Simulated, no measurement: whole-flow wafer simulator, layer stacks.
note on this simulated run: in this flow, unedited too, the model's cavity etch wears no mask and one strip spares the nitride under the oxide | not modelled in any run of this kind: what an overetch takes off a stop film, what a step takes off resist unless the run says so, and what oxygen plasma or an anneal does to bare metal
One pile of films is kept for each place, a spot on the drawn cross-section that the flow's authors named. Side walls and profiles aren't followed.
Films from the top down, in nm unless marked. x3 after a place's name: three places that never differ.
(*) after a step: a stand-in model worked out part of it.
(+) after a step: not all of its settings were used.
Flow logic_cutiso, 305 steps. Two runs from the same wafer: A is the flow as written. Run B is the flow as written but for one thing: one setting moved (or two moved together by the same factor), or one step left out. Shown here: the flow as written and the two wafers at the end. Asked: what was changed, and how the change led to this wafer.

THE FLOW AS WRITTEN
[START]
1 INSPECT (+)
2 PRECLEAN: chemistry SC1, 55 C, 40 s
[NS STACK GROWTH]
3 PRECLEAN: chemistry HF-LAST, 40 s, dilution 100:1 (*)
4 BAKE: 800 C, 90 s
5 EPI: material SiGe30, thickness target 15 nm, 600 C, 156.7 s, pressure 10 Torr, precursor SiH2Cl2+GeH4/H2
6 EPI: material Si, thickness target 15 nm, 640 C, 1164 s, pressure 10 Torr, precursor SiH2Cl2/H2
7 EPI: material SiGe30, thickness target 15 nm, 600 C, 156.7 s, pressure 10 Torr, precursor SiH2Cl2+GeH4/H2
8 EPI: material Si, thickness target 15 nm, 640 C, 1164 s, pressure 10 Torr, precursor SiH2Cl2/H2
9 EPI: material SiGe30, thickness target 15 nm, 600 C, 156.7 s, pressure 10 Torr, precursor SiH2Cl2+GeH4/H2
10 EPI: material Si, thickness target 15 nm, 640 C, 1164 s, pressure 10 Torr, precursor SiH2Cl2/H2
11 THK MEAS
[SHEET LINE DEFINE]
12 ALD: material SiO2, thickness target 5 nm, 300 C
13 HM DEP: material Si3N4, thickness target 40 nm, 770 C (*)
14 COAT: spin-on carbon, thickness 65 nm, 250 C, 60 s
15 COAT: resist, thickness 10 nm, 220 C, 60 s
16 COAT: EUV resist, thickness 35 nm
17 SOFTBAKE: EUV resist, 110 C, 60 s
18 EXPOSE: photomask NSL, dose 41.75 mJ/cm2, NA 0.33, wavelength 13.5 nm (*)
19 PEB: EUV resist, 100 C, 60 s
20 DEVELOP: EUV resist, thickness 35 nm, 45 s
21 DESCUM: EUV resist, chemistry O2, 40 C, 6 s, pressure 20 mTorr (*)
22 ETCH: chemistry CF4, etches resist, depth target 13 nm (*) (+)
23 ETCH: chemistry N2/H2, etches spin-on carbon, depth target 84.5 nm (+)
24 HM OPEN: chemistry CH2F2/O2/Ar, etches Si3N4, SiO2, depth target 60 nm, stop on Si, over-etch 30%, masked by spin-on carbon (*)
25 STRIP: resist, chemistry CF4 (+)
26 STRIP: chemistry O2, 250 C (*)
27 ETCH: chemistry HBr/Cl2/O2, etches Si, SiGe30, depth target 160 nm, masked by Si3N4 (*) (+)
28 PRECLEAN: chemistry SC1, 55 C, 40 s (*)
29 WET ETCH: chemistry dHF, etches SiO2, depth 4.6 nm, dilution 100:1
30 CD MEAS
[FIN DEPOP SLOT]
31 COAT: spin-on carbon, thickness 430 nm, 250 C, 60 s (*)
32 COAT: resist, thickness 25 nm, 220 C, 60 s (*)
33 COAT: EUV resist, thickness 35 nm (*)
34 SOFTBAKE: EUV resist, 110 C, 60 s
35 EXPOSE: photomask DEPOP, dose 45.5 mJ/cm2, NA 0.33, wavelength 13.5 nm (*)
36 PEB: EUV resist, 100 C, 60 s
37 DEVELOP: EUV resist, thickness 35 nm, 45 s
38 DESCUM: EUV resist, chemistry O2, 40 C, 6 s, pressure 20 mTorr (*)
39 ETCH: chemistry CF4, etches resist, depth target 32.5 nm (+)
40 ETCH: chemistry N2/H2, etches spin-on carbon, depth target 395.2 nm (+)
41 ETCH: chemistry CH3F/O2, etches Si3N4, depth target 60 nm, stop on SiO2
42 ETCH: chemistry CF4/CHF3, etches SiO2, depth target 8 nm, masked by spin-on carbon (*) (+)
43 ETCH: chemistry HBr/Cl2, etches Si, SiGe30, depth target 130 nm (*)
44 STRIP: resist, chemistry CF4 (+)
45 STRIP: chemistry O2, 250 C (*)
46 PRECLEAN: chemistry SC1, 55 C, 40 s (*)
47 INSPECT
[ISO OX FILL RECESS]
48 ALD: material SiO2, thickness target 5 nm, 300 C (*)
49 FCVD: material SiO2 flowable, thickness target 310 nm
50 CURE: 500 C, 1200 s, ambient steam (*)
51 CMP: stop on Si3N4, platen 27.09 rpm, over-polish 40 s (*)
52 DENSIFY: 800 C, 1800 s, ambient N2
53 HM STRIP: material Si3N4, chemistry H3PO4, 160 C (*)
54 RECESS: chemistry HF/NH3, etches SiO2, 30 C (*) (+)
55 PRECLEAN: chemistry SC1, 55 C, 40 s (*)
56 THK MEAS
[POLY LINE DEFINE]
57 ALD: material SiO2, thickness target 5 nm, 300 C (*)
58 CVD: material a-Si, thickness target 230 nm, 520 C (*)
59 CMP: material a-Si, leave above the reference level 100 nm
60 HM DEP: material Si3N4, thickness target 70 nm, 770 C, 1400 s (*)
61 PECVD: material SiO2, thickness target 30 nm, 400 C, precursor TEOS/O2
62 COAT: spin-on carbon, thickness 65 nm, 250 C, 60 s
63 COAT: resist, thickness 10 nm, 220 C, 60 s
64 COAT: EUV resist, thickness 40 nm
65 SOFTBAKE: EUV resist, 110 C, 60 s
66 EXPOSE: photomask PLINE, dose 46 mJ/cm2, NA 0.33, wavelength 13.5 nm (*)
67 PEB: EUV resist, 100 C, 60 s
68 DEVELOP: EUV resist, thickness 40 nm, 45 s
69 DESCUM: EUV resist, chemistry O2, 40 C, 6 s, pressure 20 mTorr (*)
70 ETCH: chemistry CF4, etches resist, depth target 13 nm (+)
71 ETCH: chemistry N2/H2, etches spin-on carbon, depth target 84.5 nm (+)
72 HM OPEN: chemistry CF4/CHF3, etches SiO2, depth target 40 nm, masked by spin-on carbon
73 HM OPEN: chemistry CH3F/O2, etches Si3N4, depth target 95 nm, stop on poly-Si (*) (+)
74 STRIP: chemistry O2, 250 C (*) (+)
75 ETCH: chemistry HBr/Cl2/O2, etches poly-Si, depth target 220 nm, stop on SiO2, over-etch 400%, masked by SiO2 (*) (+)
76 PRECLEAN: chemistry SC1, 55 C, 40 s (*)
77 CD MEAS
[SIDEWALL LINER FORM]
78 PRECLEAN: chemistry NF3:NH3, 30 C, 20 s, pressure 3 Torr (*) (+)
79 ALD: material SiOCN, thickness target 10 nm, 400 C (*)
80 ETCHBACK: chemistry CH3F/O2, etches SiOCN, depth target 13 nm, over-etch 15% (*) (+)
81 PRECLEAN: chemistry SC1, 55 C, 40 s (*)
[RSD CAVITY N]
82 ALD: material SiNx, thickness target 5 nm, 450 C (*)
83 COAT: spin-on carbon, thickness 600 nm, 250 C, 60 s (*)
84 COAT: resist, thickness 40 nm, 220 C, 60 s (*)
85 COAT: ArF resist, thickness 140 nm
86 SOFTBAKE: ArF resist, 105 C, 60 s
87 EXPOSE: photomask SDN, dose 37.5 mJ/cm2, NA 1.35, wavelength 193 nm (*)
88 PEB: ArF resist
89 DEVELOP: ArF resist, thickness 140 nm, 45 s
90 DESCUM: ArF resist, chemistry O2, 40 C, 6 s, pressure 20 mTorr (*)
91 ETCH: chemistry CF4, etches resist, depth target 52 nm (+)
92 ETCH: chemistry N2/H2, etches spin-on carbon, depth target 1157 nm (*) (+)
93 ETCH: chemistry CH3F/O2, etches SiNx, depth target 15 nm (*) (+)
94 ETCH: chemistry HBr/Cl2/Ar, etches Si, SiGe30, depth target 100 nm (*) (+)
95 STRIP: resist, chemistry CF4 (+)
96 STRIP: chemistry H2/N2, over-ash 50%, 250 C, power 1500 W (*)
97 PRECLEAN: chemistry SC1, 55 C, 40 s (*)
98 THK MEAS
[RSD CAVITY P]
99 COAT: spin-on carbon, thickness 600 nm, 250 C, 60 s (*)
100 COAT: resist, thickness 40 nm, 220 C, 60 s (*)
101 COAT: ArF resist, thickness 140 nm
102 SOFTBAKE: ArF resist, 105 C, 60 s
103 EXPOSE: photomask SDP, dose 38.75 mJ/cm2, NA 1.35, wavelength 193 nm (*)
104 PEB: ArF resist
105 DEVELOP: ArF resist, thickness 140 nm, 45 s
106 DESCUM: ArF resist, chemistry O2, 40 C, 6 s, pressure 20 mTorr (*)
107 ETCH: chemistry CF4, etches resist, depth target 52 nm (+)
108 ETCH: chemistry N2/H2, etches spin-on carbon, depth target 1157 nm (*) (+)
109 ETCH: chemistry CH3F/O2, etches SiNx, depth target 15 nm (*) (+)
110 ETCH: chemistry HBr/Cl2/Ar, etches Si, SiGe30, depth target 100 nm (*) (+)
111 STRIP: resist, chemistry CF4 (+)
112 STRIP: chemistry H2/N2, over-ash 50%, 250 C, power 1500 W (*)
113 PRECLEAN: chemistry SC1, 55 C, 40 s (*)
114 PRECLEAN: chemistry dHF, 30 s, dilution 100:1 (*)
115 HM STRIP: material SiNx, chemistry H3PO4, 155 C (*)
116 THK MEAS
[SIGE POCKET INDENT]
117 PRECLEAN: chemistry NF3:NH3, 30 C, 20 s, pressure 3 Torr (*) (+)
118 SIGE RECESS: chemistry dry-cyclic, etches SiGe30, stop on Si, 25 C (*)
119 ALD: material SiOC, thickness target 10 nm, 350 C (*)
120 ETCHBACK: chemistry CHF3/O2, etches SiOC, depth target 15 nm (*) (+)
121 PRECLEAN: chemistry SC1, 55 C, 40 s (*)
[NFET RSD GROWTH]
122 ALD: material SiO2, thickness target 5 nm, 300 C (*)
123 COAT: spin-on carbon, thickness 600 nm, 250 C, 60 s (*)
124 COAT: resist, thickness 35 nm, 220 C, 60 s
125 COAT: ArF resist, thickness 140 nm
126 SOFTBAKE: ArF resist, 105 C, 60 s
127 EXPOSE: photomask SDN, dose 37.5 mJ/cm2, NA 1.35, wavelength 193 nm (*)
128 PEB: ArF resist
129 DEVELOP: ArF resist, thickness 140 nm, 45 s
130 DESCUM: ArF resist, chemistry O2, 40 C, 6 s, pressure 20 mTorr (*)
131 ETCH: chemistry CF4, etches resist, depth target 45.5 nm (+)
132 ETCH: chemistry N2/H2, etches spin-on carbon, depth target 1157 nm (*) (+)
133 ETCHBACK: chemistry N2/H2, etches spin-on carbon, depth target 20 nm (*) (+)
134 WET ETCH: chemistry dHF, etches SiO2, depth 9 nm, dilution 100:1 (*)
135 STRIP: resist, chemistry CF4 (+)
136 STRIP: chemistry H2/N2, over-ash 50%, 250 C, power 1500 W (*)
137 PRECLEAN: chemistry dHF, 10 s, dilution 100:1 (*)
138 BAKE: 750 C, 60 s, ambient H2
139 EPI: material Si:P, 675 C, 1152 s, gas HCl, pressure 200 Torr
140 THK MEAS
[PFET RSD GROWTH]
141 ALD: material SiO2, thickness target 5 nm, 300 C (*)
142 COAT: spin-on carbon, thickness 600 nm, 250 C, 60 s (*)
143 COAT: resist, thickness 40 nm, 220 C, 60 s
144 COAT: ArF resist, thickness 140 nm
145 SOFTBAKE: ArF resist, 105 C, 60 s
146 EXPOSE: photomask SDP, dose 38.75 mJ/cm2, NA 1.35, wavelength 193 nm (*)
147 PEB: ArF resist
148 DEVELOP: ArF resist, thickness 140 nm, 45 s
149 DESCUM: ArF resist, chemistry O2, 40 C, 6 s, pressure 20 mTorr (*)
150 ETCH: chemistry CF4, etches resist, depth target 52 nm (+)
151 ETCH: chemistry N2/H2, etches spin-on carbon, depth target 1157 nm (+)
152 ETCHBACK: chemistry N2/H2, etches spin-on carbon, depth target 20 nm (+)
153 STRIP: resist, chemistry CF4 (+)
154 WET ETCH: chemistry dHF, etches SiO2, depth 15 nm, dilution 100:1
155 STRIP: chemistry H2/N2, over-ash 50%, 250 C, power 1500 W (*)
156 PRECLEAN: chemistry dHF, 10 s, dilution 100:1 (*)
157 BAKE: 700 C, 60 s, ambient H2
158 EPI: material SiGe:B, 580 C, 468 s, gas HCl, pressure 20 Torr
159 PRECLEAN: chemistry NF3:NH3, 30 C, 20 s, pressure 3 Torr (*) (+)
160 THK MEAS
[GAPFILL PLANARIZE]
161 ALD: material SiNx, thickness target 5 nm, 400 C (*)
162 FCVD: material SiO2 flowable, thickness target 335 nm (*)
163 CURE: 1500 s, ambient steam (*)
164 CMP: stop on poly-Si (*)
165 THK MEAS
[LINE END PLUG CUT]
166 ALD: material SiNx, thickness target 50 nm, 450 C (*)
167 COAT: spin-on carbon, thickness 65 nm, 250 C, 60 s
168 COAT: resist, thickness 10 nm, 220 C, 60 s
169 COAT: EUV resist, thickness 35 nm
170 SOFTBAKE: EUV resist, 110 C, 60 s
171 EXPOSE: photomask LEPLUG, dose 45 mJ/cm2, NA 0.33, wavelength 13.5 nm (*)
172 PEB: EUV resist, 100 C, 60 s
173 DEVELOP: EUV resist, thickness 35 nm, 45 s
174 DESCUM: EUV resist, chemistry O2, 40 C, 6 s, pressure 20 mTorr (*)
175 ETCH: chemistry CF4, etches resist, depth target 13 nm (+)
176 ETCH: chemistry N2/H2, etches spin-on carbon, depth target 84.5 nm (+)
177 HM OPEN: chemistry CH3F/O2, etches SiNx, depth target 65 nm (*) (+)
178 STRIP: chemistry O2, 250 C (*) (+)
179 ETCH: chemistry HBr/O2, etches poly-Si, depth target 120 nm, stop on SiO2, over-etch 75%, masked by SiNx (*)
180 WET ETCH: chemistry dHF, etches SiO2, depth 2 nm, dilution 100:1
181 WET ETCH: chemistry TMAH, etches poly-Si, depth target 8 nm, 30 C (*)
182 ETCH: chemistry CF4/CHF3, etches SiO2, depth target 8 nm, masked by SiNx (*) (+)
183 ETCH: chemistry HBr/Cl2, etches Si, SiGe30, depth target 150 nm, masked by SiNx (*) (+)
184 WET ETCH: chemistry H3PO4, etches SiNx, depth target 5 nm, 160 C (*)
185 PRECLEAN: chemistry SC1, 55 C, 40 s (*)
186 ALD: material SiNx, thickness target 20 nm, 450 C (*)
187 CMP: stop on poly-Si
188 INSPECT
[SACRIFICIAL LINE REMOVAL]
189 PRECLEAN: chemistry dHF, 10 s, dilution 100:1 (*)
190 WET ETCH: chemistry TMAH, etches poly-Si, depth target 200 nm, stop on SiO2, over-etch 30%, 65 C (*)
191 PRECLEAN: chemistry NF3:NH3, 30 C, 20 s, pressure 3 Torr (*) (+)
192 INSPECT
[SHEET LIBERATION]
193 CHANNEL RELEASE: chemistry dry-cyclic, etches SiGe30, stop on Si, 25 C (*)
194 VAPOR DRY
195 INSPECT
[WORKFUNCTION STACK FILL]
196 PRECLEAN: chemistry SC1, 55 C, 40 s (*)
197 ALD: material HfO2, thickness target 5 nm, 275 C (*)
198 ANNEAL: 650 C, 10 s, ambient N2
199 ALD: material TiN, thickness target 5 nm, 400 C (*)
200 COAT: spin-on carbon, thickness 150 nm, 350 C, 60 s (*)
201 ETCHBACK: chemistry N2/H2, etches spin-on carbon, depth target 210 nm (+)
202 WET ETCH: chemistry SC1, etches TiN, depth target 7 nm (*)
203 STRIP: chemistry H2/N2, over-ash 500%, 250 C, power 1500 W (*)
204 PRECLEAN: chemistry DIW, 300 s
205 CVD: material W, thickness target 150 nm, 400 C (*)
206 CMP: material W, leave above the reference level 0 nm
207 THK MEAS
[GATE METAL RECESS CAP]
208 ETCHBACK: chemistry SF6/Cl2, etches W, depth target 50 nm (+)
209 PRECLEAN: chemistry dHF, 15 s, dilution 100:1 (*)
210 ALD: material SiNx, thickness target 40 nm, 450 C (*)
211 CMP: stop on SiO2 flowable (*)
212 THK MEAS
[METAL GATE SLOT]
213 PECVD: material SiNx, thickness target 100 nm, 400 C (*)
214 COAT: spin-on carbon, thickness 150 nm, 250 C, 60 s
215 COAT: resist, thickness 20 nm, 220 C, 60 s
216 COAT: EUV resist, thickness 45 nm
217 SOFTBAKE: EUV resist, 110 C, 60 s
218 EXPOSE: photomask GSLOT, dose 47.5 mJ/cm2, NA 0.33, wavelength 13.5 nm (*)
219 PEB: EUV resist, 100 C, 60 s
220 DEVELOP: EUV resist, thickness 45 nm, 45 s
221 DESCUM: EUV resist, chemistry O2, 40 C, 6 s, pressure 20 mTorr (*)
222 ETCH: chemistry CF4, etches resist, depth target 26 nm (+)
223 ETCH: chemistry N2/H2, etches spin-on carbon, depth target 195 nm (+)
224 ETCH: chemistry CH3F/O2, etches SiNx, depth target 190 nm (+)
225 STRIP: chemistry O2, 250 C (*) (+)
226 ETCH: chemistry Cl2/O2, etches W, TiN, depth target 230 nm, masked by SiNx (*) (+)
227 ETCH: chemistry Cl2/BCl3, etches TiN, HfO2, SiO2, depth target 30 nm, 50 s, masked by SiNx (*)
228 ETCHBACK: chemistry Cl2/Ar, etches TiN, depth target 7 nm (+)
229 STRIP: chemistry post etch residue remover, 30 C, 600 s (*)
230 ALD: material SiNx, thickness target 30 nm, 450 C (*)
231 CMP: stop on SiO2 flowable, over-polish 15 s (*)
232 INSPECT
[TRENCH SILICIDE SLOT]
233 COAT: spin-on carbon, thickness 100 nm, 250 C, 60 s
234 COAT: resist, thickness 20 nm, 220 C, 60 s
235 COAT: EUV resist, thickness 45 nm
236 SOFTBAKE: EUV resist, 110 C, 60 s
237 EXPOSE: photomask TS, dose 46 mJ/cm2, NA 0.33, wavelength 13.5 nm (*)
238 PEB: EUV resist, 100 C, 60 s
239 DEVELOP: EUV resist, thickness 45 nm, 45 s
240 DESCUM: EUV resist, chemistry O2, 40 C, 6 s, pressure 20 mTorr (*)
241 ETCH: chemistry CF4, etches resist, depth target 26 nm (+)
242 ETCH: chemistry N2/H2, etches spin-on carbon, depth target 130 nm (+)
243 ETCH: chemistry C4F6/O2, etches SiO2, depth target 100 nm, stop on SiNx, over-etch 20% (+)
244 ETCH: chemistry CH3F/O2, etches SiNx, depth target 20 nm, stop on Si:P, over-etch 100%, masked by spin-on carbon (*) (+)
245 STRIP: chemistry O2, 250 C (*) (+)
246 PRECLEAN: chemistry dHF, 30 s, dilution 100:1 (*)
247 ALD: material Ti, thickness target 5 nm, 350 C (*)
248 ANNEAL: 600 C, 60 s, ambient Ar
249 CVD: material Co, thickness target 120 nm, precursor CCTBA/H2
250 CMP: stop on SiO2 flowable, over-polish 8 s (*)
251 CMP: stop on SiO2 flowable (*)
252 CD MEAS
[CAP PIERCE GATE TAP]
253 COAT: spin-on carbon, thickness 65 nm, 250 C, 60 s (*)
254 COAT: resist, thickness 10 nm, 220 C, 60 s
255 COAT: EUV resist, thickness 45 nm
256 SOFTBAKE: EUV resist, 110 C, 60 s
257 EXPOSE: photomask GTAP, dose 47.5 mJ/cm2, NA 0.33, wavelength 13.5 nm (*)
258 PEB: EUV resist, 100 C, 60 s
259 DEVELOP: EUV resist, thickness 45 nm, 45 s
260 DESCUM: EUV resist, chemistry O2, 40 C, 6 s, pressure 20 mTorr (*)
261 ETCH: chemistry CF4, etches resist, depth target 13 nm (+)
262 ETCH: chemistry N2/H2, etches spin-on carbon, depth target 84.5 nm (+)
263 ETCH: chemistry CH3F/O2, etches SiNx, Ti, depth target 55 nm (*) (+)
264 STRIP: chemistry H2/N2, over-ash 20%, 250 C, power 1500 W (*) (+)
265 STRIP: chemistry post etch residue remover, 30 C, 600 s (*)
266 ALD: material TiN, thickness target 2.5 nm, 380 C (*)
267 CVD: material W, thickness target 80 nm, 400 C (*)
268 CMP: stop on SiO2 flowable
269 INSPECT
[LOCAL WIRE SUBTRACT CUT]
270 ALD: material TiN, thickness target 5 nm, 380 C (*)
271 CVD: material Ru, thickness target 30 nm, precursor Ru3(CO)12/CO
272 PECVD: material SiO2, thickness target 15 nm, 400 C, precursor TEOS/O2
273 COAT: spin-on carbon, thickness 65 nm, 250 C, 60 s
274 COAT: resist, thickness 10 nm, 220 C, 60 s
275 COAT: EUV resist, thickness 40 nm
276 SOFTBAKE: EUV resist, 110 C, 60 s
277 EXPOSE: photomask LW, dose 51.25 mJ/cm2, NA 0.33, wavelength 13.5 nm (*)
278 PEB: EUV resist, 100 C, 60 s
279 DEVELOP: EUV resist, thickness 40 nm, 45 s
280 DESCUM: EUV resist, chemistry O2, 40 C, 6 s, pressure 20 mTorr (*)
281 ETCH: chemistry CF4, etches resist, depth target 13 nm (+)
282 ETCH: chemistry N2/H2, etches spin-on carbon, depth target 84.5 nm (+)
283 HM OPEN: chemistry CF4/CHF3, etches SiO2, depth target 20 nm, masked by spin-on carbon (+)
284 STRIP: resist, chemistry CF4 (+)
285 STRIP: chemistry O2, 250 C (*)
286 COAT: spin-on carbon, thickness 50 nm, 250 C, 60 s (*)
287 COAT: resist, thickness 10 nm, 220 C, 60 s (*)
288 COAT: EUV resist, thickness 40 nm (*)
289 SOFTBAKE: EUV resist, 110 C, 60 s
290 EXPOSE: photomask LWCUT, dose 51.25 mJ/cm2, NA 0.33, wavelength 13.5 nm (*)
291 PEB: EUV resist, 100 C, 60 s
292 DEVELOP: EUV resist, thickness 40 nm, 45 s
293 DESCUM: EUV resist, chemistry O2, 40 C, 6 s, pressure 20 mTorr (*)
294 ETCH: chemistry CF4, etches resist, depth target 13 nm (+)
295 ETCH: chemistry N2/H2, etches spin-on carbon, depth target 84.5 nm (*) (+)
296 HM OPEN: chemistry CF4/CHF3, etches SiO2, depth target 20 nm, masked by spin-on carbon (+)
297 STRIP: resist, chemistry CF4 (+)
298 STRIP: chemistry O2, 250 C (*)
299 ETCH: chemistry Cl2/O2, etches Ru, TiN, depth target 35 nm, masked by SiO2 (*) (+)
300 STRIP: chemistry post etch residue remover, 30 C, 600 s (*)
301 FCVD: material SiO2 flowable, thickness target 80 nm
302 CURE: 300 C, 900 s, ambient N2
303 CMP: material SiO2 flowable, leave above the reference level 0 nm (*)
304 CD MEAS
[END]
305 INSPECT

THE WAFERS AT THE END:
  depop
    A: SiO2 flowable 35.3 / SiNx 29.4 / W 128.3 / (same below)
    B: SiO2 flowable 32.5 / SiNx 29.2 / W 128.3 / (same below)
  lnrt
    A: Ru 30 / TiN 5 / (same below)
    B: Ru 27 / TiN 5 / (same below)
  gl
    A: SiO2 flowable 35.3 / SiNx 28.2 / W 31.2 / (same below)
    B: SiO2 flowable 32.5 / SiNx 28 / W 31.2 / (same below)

The cause: step 271, CVD: thickness target 27 nm was run, where the flow has thickness target 30 nm.
It can be read off the wafer: lnrt has Ru 27, and step 271 as written asks for 30 nm.

How the change led to this, step by step:
  271 CVD: material Ru, thickness target 30 nm, precursor Ru3(CO)12/CO
      depop, dpovl, gfld and 19 more: A Ru +30 (new film) | B Ru +27 (new film)
  299 ETCH: chemistry Cl2/O2, etches Ru, TiN, depth target 35 nm, masked by SiO2 (*) (+)
      depop, dpovl, gfld and 9 more: A Ru -29.6 (all of it), TiN -5 (all of it) | B Ru -26.6 (all of it), TiN -5 (all of it), SiNx -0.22
      iso, rsdx: A Ru -29.6 (all of it), TiN -5 (all of it) | B Ru -26.6 (all of it), TiN -5 (all of it), SiO2 flowable -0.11
      (and at 4 more places)
  301 FCVD: material SiO2 flowable, thickness target 80 nm
      lnrt, rsdn, rsdp, tap: A SiO2 flowable +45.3 (new film) | B SiO2 flowable +47.4 (new film)
  303 CMP: material SiO2 flowable, leave above the reference level 0 nm (*)
      gfld, gl, glp and 10 more: A SiO2 flowable -59.2 | B SiO2 flowable -61.2
      depop, dpovl, isow, ns, nsgap: A SiO2 flowable -44.7 | B SiO2 flowable -47.5
      (and at 4 more places)
